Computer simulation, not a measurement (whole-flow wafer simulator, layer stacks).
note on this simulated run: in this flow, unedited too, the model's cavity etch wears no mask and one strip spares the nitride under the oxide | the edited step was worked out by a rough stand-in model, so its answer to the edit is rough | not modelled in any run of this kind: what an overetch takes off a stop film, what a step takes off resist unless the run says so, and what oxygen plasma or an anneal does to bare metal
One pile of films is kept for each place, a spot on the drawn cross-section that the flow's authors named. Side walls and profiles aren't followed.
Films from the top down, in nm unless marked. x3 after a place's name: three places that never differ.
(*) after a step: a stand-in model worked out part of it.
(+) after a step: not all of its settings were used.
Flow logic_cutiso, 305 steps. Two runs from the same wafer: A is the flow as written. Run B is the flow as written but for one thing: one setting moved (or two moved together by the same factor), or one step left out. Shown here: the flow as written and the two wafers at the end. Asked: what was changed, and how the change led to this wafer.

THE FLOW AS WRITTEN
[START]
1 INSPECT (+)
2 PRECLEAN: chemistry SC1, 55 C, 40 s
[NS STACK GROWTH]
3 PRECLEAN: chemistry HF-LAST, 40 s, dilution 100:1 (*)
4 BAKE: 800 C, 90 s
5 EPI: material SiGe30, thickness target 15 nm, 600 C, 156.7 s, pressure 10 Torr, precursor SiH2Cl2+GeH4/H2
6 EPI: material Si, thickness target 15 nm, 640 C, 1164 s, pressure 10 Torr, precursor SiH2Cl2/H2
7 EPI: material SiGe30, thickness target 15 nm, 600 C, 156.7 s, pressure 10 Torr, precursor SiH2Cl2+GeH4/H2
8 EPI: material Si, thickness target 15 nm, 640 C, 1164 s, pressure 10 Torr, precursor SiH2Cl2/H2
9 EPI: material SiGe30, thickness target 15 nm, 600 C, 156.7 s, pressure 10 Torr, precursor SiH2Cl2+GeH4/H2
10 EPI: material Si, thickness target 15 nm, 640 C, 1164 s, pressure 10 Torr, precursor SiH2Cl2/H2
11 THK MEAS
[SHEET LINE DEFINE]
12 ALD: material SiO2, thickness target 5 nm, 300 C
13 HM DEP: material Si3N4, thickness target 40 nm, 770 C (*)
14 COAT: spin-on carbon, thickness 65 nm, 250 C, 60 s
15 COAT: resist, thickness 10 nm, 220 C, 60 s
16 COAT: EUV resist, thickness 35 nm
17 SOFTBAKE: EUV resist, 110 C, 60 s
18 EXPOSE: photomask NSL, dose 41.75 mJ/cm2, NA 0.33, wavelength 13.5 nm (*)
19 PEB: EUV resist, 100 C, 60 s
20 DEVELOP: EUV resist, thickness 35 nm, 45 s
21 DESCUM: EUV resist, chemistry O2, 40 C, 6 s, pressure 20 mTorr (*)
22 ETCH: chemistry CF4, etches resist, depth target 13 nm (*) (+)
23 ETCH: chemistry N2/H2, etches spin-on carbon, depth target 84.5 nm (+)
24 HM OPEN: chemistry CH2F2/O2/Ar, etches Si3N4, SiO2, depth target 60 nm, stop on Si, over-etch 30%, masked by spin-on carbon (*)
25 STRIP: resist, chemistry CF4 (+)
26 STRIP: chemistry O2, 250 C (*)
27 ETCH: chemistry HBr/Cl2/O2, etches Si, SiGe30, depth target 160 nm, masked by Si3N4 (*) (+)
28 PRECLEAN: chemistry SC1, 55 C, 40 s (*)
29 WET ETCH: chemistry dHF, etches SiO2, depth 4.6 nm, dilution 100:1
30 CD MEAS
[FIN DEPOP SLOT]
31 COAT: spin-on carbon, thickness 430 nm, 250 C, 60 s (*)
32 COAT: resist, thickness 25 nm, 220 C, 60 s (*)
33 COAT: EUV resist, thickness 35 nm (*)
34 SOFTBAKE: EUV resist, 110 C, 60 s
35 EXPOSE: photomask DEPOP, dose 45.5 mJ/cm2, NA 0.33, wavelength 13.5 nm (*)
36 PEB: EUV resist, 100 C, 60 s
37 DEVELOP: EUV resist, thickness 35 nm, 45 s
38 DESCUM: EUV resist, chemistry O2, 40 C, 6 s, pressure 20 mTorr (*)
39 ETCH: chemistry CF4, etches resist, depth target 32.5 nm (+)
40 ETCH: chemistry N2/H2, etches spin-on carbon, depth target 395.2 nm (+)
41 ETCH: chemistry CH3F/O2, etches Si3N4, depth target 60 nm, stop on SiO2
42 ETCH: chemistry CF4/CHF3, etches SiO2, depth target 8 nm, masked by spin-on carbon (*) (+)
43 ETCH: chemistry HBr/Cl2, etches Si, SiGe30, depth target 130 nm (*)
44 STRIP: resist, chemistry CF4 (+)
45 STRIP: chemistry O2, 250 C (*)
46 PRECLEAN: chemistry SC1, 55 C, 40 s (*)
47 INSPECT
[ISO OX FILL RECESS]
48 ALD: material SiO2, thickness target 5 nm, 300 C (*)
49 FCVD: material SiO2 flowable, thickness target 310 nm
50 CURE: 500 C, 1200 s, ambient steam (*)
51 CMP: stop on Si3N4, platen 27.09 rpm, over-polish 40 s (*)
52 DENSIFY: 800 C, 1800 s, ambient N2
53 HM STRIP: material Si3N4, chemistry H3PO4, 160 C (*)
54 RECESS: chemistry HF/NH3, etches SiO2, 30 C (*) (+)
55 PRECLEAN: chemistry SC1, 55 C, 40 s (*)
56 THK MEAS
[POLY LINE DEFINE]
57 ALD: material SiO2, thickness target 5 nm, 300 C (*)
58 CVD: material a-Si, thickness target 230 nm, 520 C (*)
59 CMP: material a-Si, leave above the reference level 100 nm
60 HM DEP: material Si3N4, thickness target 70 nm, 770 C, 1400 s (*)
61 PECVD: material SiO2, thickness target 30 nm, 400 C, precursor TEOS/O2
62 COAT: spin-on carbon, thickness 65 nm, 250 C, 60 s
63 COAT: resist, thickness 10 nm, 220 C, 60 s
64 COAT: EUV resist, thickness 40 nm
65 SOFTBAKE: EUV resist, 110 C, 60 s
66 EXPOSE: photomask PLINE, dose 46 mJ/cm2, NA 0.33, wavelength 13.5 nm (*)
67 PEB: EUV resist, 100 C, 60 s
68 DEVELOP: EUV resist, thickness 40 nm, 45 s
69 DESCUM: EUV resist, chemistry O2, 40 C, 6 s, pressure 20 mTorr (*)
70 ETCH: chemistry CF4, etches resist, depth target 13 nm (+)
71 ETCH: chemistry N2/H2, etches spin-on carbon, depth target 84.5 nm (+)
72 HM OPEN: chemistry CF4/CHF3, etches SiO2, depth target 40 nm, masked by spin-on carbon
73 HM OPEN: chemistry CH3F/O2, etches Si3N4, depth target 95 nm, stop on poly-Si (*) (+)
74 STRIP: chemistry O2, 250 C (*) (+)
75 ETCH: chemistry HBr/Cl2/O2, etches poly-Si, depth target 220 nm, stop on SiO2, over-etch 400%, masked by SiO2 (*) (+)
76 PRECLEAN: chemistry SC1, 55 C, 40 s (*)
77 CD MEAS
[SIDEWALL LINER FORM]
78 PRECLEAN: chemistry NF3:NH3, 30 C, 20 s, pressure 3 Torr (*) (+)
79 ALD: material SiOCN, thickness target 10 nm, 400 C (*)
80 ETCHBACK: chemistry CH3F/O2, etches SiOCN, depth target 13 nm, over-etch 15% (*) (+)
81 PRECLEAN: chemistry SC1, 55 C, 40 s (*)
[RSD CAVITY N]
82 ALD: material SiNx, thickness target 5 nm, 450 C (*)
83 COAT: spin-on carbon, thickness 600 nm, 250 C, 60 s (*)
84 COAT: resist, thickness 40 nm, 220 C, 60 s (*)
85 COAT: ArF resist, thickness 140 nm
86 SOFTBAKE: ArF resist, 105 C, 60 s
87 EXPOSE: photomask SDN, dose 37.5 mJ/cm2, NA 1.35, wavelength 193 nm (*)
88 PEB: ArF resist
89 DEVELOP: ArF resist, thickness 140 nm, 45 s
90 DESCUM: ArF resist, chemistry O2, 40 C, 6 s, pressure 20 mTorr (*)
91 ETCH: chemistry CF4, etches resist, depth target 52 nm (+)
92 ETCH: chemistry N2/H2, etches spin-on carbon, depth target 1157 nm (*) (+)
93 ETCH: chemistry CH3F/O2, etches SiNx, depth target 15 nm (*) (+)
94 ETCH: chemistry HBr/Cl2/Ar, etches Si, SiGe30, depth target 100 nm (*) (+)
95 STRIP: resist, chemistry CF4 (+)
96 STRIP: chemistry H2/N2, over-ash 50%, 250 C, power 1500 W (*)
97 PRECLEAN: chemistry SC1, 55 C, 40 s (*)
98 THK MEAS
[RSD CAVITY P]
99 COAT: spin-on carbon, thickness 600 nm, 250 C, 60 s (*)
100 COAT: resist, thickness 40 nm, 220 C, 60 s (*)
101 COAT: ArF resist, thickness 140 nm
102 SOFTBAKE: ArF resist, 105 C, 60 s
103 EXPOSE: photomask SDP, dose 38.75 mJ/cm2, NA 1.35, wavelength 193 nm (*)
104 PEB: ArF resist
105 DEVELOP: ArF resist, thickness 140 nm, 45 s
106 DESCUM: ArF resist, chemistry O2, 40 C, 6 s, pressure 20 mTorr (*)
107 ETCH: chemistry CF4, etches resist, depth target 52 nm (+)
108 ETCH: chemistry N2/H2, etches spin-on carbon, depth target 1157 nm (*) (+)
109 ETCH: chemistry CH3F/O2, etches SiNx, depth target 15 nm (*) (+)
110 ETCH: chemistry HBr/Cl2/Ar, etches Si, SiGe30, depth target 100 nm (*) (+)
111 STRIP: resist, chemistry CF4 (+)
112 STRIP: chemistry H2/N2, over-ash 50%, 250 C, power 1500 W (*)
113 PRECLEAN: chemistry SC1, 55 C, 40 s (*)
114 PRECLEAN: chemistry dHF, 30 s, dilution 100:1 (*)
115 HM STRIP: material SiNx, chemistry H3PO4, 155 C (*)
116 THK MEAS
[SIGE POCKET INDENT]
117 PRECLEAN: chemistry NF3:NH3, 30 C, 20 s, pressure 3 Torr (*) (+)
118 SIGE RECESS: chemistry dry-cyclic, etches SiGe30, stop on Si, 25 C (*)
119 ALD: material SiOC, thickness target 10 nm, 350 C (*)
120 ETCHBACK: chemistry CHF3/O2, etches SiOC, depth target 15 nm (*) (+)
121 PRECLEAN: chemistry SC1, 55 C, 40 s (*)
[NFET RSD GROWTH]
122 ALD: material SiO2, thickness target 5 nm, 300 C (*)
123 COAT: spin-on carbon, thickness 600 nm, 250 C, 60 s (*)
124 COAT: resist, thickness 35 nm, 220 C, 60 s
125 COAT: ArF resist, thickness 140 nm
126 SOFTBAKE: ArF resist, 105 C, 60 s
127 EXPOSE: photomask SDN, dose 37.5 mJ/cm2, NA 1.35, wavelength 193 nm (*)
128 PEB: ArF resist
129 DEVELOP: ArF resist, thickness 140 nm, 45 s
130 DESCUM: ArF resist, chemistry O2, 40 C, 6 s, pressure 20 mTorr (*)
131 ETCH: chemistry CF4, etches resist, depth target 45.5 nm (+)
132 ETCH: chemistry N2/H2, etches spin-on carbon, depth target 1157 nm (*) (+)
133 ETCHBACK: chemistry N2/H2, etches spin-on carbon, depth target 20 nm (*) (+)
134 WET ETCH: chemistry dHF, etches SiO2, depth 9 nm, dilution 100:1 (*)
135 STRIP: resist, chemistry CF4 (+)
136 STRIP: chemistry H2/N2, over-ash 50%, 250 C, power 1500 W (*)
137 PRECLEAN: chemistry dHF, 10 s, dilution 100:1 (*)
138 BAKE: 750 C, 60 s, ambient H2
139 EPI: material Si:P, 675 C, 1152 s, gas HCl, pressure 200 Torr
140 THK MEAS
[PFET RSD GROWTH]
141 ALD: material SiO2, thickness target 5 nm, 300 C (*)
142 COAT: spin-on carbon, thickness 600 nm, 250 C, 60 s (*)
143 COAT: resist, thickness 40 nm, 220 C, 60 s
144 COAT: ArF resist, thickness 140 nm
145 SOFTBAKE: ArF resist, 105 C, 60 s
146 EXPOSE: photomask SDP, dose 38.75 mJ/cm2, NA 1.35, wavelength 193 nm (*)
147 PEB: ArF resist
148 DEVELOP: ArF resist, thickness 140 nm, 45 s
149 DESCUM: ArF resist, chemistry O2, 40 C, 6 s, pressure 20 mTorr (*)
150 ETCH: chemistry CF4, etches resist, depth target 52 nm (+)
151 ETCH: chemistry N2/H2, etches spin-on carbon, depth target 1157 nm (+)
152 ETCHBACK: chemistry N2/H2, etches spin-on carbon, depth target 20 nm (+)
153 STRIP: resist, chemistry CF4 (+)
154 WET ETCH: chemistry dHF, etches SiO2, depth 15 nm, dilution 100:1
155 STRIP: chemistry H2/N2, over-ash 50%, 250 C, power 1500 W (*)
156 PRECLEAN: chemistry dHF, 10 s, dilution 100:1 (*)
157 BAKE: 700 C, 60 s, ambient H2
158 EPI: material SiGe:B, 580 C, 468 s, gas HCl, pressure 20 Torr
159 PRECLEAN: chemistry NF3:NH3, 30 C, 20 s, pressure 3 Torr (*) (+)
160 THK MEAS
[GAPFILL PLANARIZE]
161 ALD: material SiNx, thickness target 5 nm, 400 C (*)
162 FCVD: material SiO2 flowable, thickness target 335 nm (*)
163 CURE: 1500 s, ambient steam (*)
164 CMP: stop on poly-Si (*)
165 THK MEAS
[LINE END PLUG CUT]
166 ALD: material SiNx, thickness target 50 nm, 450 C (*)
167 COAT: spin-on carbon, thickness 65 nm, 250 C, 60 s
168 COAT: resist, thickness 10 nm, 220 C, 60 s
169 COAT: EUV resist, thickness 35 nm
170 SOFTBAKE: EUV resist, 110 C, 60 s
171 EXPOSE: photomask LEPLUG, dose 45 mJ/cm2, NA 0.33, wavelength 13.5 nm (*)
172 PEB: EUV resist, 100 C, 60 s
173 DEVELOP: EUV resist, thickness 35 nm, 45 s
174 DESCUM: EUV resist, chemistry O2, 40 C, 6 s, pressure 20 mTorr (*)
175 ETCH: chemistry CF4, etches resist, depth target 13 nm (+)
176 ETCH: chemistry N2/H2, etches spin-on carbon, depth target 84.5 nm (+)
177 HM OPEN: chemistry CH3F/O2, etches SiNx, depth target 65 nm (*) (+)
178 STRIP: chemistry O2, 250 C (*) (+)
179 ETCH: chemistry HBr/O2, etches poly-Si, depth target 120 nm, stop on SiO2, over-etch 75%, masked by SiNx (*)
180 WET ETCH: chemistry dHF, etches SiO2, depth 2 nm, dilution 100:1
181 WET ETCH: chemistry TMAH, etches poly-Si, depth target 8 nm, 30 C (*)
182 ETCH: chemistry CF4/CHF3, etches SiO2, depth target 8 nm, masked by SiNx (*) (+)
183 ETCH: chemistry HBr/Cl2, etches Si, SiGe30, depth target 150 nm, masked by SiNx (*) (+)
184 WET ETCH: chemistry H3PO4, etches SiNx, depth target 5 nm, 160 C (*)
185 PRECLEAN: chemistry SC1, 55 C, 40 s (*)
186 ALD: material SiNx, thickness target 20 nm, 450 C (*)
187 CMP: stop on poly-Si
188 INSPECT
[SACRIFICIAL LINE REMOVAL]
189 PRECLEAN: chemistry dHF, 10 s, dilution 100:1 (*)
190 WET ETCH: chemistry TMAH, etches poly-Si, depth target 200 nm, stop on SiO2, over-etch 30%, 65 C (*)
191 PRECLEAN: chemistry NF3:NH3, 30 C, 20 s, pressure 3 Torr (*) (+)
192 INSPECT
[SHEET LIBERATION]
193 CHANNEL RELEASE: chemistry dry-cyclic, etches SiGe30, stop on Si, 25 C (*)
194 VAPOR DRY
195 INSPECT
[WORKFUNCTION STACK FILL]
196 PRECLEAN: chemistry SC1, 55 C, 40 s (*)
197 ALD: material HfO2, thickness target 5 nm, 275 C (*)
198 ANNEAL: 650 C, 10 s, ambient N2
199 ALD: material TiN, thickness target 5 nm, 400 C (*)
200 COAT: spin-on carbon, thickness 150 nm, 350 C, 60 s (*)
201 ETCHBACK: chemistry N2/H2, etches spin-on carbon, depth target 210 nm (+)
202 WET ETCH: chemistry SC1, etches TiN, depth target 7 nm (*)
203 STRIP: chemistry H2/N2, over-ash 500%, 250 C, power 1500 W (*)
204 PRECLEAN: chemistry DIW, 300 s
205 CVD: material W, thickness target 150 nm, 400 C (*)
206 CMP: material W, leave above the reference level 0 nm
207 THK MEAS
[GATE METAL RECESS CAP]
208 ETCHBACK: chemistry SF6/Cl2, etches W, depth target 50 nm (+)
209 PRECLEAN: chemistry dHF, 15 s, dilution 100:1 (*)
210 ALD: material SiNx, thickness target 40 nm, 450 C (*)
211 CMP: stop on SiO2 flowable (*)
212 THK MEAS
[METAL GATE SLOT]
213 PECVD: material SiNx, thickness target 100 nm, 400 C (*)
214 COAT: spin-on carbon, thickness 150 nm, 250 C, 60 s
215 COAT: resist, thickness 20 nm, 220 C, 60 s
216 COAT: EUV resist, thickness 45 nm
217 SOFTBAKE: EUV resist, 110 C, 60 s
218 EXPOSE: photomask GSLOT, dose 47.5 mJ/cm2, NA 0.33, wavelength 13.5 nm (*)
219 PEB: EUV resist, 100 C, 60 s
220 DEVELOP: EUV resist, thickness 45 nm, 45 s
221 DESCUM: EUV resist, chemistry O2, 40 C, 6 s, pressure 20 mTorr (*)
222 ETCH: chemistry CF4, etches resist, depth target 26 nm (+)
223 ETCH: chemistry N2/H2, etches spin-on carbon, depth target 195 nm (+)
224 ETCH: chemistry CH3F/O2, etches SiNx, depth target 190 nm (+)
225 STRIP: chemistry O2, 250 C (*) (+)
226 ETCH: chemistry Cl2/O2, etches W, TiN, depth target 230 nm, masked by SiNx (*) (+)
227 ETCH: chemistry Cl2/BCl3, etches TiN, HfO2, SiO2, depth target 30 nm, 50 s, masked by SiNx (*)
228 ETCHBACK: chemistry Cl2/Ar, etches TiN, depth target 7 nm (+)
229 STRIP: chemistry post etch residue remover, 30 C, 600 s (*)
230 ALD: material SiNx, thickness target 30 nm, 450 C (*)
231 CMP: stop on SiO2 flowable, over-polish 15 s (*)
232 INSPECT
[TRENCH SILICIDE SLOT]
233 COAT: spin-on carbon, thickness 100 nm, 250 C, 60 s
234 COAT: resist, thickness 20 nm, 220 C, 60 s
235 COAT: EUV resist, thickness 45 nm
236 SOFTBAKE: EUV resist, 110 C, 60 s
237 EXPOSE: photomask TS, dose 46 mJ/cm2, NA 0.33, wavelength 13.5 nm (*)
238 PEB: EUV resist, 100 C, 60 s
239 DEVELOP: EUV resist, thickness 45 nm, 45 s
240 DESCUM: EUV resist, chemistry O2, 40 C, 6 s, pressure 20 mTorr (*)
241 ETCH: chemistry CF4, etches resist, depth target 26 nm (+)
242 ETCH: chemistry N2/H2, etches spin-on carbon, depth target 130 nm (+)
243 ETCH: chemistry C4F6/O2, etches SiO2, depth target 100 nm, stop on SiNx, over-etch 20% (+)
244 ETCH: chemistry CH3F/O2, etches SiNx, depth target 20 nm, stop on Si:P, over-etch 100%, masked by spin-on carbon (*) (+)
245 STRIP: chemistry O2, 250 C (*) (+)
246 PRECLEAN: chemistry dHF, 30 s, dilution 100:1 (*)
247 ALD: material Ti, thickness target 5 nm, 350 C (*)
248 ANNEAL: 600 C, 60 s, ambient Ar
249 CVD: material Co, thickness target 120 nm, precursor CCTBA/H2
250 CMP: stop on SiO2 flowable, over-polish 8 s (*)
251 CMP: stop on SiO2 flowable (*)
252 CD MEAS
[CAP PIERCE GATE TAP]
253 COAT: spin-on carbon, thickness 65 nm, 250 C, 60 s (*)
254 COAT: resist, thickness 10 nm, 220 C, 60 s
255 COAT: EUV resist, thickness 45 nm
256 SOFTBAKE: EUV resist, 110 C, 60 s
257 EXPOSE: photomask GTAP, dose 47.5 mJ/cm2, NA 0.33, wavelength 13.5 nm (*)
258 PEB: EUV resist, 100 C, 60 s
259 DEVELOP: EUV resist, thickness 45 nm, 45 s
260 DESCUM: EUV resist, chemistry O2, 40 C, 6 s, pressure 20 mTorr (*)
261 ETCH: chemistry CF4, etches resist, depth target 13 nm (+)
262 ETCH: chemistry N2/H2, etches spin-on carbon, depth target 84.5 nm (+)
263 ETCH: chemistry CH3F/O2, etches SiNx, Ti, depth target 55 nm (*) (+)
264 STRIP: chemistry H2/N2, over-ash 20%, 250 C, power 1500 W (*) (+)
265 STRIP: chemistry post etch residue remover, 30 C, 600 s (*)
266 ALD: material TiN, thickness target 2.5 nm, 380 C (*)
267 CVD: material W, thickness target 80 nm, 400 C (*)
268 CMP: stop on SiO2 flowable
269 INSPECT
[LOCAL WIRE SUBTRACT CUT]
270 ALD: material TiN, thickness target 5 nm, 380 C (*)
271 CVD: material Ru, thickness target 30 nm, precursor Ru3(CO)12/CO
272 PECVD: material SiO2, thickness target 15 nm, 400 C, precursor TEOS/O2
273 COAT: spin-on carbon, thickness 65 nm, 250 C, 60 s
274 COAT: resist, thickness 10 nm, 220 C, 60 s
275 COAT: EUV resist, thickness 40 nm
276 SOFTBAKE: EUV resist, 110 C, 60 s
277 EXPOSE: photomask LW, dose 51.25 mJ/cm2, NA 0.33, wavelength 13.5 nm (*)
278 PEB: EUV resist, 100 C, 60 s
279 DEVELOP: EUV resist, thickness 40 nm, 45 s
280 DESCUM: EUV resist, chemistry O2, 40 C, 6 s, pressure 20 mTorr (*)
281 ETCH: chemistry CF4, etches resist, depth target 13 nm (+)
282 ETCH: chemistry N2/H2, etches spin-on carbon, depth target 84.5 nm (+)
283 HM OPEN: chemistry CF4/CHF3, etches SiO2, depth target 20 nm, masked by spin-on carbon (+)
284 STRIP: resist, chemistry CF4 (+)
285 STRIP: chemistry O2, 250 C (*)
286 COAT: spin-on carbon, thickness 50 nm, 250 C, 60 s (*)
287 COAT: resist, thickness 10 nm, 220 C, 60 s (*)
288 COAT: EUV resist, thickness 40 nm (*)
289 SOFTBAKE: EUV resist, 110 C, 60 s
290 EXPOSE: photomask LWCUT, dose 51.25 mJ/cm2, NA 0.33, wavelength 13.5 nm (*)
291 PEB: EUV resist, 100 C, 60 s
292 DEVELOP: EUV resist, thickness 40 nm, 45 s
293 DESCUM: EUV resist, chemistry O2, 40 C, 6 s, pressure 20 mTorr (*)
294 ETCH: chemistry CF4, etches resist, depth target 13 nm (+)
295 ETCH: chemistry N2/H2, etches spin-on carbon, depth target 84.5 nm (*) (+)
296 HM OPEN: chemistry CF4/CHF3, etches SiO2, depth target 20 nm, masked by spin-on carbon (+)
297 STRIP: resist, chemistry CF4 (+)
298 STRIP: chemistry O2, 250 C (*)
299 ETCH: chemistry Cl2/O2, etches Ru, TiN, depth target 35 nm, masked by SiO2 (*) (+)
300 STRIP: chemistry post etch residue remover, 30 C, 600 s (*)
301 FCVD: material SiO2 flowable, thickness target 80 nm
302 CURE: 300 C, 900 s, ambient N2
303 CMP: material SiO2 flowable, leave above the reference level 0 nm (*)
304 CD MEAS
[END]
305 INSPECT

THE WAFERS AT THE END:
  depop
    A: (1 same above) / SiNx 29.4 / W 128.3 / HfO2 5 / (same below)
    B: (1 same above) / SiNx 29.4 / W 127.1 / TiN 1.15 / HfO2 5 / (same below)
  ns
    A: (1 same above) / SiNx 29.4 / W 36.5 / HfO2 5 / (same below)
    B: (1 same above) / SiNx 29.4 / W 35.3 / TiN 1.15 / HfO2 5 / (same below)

The cause: step 202, WET ETCH: depth target 3.85 nm was run, where the flow has depth target 7 nm.

How the change led to this, step by step:
  202 WET ETCH: chemistry SC1, etches TiN, depth target 7 nm (*)
      depop, dpovl, iso and 12 more: A TiN -5 (all of it) | B TiN -3.85
  206 CMP: material W, leave above the reference level 0 nm
      lnr, lnri, lnrp, lnrt: A W -150 (all of it), HfO2 -5 (all of it), SiOCN -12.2 | B W -150 (all of it), TiN -1.15 (all of it), HfO2 -5 (all of it), SiOCN -12.2
      rsdn, rsdp, rsdw, rsdx: A W -162.2 (all of it), HfO2 -5 (all of it) | B W -162.2 (all of it), TiN -1.15 (all of it), HfO2 -5 (all of it)
      (and at 2 more places)
